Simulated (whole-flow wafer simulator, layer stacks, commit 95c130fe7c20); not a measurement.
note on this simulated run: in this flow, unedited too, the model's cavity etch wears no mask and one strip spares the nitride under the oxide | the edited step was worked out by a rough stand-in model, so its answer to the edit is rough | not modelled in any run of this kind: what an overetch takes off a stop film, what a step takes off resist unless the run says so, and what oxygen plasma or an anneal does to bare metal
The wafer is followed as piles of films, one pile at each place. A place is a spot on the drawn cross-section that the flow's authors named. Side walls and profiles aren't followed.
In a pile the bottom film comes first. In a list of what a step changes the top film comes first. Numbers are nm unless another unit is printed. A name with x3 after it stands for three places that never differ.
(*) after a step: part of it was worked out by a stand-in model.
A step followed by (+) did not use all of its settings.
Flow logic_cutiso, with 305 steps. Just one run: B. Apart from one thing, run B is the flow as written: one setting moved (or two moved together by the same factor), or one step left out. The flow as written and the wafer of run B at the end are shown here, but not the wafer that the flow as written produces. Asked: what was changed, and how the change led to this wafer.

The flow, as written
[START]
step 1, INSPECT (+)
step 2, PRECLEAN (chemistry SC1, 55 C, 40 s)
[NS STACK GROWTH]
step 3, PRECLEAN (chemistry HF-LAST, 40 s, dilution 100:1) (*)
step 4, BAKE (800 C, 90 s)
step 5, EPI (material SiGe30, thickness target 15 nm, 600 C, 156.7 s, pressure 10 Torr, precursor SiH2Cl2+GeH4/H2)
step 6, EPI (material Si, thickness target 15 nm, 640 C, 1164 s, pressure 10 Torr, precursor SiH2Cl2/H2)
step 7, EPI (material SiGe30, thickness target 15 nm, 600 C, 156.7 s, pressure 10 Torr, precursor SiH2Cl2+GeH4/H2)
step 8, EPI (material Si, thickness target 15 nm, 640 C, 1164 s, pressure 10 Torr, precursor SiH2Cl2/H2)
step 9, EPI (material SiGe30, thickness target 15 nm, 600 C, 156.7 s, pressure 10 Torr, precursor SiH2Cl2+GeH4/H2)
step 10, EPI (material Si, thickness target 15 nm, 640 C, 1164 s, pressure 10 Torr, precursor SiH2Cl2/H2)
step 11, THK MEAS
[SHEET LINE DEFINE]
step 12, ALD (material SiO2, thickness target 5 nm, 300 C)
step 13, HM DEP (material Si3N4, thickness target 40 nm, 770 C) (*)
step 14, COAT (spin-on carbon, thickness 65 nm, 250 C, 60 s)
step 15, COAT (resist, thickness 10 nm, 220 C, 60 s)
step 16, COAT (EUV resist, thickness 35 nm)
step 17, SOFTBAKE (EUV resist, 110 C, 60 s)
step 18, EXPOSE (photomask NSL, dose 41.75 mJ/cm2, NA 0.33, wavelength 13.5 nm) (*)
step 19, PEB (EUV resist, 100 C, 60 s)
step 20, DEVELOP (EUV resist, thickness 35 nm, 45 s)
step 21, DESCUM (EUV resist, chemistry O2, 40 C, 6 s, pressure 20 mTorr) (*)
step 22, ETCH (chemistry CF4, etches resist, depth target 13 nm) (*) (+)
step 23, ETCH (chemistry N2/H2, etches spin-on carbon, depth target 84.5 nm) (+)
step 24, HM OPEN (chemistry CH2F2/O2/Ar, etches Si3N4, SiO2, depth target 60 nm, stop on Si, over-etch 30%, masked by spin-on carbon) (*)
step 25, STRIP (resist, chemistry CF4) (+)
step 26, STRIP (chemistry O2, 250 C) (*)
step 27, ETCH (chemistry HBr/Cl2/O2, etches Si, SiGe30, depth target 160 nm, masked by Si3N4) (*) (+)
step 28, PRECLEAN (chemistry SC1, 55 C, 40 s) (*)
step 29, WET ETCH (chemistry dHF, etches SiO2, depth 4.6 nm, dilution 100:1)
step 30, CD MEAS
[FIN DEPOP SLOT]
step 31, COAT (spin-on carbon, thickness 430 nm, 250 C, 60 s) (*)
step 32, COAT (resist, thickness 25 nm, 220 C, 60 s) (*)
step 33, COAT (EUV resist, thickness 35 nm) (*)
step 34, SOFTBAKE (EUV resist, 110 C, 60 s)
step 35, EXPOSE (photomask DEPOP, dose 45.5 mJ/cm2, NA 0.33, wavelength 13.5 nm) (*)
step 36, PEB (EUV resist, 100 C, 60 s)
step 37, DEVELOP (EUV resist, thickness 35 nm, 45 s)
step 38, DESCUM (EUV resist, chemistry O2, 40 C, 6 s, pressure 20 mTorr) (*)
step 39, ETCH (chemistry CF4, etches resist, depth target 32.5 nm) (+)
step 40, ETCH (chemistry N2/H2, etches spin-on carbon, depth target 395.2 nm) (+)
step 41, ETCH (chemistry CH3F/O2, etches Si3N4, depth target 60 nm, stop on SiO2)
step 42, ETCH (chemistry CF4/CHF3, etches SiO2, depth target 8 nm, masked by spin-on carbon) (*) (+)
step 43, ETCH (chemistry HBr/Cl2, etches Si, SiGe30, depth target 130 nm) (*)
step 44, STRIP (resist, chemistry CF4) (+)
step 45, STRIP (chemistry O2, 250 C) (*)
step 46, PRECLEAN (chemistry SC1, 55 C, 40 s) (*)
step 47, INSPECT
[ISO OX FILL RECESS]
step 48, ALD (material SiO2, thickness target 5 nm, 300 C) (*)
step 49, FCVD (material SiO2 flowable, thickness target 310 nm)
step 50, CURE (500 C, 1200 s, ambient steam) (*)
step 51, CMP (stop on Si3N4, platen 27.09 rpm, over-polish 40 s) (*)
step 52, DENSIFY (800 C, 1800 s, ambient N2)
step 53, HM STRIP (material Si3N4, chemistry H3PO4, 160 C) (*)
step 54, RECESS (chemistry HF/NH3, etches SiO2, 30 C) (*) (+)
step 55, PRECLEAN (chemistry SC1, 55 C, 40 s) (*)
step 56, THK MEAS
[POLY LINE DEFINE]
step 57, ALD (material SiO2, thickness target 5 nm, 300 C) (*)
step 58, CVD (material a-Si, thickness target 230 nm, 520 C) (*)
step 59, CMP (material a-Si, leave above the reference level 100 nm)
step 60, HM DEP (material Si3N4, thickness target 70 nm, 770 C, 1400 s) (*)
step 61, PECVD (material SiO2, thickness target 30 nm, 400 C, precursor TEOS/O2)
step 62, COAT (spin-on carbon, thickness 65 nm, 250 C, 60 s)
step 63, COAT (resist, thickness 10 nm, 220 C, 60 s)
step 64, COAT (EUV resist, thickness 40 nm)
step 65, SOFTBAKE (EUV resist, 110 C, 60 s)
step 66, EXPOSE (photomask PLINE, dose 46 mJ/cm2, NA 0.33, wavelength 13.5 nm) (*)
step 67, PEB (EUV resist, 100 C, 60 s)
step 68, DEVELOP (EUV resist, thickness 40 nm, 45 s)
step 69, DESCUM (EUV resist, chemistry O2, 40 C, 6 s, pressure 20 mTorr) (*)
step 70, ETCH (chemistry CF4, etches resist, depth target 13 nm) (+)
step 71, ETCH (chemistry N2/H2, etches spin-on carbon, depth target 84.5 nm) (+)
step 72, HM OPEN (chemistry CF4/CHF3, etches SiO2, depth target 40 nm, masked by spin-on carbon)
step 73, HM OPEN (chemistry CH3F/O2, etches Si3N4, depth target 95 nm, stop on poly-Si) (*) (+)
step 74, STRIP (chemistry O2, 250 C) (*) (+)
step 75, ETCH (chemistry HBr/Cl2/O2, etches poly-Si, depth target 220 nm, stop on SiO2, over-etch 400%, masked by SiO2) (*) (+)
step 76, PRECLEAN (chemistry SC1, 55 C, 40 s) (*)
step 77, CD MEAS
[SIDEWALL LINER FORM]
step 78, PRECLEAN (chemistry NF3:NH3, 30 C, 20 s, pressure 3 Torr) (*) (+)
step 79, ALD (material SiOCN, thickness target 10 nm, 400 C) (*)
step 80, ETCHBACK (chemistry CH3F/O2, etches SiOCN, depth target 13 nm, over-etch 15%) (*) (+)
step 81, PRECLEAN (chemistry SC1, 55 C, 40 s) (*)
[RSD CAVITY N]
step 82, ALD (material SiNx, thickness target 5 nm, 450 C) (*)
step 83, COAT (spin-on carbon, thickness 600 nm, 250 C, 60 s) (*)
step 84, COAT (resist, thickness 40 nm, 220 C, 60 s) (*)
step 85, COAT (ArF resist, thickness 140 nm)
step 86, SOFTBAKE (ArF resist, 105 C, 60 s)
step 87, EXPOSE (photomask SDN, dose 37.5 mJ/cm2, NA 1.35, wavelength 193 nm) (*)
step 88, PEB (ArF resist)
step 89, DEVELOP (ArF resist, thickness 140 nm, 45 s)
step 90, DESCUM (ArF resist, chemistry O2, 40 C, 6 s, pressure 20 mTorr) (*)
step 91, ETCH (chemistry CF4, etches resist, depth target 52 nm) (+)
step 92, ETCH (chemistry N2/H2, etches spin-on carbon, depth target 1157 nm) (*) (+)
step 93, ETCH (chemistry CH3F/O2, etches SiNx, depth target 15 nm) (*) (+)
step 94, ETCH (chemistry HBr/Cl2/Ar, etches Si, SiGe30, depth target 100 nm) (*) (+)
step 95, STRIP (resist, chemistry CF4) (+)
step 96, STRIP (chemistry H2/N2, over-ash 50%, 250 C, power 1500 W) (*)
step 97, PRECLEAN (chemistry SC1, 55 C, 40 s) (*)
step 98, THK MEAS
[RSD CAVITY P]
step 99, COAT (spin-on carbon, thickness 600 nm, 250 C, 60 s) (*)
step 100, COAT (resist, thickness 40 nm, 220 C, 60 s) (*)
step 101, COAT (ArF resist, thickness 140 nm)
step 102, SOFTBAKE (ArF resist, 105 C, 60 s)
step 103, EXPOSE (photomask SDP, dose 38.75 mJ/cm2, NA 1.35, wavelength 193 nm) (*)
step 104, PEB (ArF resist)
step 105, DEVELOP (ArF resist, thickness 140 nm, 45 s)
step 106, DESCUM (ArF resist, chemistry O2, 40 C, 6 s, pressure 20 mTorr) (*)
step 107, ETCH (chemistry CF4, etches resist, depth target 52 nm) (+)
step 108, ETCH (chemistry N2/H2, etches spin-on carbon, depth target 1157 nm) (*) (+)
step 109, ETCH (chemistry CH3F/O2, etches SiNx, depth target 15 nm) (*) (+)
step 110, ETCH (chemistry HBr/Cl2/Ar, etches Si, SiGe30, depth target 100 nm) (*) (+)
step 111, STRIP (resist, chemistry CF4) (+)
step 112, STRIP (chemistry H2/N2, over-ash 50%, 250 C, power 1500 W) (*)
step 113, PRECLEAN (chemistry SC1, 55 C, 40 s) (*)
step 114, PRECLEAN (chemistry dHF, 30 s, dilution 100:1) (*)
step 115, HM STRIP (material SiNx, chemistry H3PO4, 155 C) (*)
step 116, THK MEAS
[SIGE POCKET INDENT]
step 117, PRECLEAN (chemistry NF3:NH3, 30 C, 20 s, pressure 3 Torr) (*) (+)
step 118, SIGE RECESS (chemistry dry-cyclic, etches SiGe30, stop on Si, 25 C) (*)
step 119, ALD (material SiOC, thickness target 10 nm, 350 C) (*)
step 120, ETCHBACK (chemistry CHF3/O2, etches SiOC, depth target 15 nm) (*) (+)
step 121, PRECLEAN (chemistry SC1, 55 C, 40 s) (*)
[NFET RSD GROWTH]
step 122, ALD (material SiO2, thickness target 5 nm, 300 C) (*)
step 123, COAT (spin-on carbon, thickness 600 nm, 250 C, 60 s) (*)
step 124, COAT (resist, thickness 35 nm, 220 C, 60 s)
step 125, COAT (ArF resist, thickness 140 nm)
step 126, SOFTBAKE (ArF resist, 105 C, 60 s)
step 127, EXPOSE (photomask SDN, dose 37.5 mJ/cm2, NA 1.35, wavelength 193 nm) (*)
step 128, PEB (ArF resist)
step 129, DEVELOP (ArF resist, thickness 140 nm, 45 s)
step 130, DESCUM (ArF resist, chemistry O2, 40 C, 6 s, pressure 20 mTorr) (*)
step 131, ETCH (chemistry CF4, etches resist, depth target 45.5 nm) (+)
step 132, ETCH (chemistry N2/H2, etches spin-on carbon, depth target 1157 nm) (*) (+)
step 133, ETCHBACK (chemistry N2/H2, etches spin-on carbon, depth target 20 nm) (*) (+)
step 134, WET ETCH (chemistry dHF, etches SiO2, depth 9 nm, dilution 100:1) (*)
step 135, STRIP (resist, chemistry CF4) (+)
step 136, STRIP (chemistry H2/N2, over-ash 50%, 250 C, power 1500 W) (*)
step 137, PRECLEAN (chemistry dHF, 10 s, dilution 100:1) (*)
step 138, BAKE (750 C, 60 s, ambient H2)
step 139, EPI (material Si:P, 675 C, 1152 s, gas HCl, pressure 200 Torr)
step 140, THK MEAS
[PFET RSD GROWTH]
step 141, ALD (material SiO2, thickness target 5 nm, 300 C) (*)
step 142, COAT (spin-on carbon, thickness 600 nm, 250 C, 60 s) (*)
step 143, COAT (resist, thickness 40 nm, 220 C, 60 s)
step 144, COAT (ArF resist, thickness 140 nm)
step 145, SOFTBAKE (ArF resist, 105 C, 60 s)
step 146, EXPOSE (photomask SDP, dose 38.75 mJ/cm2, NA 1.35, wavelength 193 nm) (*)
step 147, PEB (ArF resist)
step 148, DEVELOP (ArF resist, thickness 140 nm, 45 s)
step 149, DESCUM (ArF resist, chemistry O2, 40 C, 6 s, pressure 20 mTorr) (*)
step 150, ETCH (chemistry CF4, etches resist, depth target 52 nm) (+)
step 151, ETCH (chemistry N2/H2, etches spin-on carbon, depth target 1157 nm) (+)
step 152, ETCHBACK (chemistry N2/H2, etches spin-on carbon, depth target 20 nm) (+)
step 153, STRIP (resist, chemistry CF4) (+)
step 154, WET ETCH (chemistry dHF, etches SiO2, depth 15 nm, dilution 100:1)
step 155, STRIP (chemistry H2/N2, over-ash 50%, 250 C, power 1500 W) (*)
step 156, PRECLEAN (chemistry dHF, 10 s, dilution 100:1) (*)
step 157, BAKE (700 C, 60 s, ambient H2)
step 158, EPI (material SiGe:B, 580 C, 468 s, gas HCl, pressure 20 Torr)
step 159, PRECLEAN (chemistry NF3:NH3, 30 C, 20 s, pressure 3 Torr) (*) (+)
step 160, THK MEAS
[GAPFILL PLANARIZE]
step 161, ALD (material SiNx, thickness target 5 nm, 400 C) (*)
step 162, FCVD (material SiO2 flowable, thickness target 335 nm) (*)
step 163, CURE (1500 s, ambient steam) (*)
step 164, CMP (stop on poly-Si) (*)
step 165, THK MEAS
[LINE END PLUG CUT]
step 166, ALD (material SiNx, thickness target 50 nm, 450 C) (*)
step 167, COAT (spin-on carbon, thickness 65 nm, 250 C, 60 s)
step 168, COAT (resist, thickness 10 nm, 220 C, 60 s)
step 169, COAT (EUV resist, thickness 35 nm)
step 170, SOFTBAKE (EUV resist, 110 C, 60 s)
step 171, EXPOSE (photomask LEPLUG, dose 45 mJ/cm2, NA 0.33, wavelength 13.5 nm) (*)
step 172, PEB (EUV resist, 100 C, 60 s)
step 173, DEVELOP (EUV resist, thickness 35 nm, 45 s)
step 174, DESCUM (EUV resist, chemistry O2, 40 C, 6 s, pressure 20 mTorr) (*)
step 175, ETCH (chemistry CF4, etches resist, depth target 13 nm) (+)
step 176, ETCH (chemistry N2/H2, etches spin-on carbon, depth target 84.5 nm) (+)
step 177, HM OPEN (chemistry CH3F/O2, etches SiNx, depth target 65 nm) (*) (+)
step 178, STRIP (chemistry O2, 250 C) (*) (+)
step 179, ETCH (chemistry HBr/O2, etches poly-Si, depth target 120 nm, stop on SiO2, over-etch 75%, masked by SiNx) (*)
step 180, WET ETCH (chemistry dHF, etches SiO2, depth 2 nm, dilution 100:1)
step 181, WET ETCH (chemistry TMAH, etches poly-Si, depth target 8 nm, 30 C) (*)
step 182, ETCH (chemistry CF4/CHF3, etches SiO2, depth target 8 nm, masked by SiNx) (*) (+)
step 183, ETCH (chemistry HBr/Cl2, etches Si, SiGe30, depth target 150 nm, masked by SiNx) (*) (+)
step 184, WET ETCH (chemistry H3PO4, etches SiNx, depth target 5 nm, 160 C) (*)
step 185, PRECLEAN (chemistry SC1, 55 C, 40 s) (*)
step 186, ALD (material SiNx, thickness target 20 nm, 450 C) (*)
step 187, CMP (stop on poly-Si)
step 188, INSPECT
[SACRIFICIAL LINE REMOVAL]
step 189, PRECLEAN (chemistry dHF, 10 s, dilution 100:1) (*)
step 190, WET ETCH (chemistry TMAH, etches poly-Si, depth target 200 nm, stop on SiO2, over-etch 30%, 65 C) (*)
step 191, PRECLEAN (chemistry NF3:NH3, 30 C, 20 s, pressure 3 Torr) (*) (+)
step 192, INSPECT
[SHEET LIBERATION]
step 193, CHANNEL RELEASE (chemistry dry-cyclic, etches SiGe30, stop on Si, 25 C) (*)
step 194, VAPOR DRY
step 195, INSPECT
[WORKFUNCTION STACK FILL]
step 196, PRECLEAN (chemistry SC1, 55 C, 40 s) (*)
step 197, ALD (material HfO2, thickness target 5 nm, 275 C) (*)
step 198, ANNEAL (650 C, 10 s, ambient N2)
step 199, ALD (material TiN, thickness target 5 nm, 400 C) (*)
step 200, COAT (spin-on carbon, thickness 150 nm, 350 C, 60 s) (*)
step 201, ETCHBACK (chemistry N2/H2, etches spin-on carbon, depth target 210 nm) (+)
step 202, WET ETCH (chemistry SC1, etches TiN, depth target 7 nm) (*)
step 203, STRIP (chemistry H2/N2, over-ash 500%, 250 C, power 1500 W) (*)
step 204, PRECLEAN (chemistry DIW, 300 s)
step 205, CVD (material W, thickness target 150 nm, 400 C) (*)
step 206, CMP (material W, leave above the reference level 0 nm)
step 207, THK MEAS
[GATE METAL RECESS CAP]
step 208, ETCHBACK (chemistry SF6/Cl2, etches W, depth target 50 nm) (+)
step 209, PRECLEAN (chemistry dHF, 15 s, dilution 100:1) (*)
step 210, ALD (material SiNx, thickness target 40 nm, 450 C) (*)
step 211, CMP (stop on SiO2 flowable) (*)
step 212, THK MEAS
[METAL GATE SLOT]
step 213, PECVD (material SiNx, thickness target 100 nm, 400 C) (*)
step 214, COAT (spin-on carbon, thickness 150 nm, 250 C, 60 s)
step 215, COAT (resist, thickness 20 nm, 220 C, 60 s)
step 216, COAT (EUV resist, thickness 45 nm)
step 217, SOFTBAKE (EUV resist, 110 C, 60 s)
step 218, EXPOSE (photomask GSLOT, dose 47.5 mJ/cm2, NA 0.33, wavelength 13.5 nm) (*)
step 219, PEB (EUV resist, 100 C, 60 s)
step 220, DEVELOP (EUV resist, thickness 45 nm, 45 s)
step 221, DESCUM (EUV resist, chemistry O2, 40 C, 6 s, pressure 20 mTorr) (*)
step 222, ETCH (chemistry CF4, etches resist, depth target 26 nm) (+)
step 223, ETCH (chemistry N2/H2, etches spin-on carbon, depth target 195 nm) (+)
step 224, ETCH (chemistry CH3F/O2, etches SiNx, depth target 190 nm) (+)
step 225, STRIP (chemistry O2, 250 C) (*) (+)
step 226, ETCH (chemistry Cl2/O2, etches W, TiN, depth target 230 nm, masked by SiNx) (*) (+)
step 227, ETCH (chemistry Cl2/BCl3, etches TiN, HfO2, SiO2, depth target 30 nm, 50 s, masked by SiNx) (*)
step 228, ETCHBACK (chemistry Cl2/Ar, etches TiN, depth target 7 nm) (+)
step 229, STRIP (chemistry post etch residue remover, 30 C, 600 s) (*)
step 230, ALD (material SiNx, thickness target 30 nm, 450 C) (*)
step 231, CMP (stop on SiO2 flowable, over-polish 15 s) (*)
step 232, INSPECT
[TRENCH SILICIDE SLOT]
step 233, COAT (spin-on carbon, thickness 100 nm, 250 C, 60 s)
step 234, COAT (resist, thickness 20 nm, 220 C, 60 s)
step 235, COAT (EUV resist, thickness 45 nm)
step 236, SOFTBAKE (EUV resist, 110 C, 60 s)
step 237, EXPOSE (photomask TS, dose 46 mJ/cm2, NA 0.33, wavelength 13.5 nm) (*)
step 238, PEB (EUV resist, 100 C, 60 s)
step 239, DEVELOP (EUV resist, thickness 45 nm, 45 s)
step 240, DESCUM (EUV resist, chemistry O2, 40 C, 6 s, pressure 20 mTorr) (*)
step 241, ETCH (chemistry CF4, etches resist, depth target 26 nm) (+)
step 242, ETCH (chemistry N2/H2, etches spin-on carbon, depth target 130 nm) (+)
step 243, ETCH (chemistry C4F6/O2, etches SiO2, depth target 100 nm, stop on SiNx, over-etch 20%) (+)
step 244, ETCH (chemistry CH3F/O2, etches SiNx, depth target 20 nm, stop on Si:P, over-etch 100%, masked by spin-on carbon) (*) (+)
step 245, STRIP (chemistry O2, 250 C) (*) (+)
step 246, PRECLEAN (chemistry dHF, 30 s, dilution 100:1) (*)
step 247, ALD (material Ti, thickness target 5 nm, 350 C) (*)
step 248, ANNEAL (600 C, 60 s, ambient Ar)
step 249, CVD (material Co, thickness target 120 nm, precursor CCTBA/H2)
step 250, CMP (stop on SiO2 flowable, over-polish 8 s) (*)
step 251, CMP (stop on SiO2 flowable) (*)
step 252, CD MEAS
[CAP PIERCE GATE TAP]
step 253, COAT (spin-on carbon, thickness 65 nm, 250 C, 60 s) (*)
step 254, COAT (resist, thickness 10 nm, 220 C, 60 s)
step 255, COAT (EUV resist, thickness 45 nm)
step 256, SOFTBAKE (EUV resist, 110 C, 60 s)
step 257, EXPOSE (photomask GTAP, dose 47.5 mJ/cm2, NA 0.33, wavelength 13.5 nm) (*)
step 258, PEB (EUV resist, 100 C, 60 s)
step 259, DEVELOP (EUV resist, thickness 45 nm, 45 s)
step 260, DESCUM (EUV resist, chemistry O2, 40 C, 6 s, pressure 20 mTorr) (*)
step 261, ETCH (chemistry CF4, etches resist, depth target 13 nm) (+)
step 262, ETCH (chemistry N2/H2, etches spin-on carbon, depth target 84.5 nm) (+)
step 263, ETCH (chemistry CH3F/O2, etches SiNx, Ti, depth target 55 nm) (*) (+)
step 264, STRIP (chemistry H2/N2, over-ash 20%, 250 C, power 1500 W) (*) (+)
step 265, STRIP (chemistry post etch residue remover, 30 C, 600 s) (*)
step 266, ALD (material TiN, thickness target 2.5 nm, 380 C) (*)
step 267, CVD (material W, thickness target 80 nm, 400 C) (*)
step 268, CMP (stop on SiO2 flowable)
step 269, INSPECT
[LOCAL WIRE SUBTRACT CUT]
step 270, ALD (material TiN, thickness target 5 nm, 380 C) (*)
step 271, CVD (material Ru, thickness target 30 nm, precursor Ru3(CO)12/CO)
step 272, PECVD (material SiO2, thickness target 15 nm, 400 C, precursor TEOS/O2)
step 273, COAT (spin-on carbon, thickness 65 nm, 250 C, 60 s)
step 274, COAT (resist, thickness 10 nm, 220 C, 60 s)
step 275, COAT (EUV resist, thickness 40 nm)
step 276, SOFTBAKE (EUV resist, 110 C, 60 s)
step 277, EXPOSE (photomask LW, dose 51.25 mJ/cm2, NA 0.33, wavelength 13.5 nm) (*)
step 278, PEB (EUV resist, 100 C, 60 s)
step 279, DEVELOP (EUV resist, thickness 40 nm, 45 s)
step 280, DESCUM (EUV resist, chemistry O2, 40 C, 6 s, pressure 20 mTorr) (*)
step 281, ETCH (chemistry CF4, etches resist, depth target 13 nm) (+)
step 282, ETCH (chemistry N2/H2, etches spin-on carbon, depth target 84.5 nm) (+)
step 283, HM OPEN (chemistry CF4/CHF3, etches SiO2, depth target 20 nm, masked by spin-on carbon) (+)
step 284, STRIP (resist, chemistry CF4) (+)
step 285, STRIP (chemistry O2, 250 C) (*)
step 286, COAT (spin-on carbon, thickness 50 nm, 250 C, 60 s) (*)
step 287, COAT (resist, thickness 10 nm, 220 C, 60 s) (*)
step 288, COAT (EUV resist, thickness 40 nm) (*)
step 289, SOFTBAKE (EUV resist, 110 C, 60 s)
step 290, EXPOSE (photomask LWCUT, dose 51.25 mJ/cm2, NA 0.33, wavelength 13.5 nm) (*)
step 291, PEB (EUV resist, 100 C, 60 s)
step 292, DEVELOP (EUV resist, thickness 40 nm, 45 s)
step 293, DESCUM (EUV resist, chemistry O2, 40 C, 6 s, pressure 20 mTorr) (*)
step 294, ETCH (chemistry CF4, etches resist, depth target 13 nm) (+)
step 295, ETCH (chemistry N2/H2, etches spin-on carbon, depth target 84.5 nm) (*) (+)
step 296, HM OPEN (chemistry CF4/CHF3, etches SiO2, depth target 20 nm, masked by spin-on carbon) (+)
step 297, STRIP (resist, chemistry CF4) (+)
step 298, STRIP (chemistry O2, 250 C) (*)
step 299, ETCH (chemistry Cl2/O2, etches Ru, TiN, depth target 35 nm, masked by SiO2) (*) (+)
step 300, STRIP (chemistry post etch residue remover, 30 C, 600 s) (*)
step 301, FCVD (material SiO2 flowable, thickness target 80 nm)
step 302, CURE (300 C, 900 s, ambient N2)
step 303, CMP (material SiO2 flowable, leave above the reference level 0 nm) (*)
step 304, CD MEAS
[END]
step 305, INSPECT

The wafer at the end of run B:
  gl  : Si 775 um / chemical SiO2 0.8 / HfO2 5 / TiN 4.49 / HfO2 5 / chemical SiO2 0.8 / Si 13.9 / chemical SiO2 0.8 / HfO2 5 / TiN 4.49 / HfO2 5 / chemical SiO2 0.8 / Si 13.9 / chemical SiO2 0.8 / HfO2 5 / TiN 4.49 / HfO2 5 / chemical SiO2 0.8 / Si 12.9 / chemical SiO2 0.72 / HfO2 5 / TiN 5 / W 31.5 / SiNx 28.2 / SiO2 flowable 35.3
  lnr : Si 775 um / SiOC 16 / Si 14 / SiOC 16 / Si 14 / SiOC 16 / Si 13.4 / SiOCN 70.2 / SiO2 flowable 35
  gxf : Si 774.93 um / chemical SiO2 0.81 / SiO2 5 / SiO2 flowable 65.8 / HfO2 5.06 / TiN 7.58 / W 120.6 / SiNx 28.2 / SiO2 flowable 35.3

Cause: step 75, ETCH: depth target 154 nm was run, whereas the flow has depth target 220 nm.

How this came from the change, step by step:
  step 75, ETCH (chemistry HBr/Cl2/O2, etches poly-Si, depth target 220 nm, stop on SiO2, over-etch 400%, masked by SiO2) (*) (+)
      lnr, lnrp, lnrt, rsdn, rsdp, rsdw, rsdx: chemical SiO2 loses 0.79 (all of it), poly-Si loses 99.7 (all of it), SiO2 loses 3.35 (in the flow as written it would be: chemical SiO2 loses 0.79 (all of it), poly-Si loses 99.7 (all of it), SiO2 loses 5 (all of it))
      depop, dpovl, gfld and 10 more: SiO2 loses 8.7 (in the flow as written it would be: SiO2 loses 9.58)
      (also at 2 further places)
  step 78, PRECLEAN (chemistry NF3:NH3, 30 C, 20 s, pressure 3 Torr) (*) (+)
      lnr, lnrp, lnrt, rsdn, rsdp, rsdw, rsdx: SiO2 loses 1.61 (all of it), chemical SiO2 loses 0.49 (all of it) (in the flow as written it would be: chemical SiO2 loses 0.52 (all of it))
      iso, lnri: SiO2 loses 2.06 (all of it), SiO2 flowable loses 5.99 (in the flow as written it would be: SiO2 loses 0.41 (all of it), SiO2 flowable loses 7.89)
  step 120, ETCHBACK (chemistry CHF3/O2, etches SiOC, depth target 15 nm) (*) (+)
      gl, tap: SiOC loses 10 (all of it), SiO2 loses 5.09 (all of it) (in the flow as written it would be: SiOC loses 10 (all of it), SiO2 loses 4.21 (all of it), Si3N4 loses 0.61)
      glp: SiOC loses 10 (all of it), SiO2 loses 5.13 (all of it) (in the flow as written it would be: SiOC loses 10 (all of it), SiO2 loses 4.25 (all of it), Si3N4 loses 0.58)
      (also at 2 further places)
  step 122, ALD (material SiO2, thickness target 5 nm, 300 C) (*)
      gxn: SiO2 gains 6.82 (in the flow as written it would be: SiO2 gains 6.76 (new film))
      gxp: SiO2 gains 6.81 (in the flow as written it would be: SiO2 gains 6.75 (new film))
  step 133, ETCHBACK (chemistry N2/H2, etches spin-on carbon, depth target 20 nm) (*) (+)
      gxn: SiO2 loses 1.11 (in the flow as written it would be: SiO2 loses 0.7 (all of it), Si3N4 loses 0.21)
  step 134, WET ETCH (chemistry dHF, etches SiO2, depth 9 nm, dilution 100:1) (*)
      gxn: SiO2 loses 0.68 (all of it), Si3N4 loses 0.24 (in the flow as written it would be: Si3N4 loses 0.34)
  step 141, ALD (material SiO2, thickness target 5 nm, 300 C) (*)
      gxn: SiO2 gains 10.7 (new film) (in the flow as written it would be: SiO2 gains 10.1 (new film))
  step 153, STRIP (resist, chemistry CF4) (+)
      gxp: SiO2 loses 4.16 (all of it) (in the flow as written it would be: SiO2 loses 3.06 (all of it))
  step 164, CMP (stop on poly-Si) (*)
      depop, dpovl, isow, ns, nsgap: SiO2 flowable loses 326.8 (all of it), SiNx loses 5 (all of it), SiO2 loses 5 (all of it), Si3N4 loses 70 (all of it) (in the flow as written it would be: SiO2 flowable loses 326.8 (all of it), SiNx loses 5 (all of it), SiO2 loses 4.13 (all of it), Si3N4 loses 70 (all of it))
      gfld, gxf: SiO2 flowable loses 251.6 (all of it), SiNx loses 5 (all of it), SiO2 loses 5 (all of it), Si3N4 loses 70 (all of it) (in the flow as written it would be: SiO2 flowable loses 251.9 (all of it), SiNx loses 5 (all of it), SiO2 loses 4.13 (all of it), Si3N4 loses 70 (all of it))
      (also at 2 further places)
  step 197, ALD (material HfO2, thickness target 5 nm, 275 C) (*)
      gxf: HfO2 gains 5.06 (new film) (in the flow as written it would be: HfO2 gains 7.7 (new film))
  step 199, ALD (material TiN, thickness target 5 nm, 400 C) (*)
      gxf: TiN gains 7.58 (new film) (in the flow as written it would be: TiN gains 5 (new film))
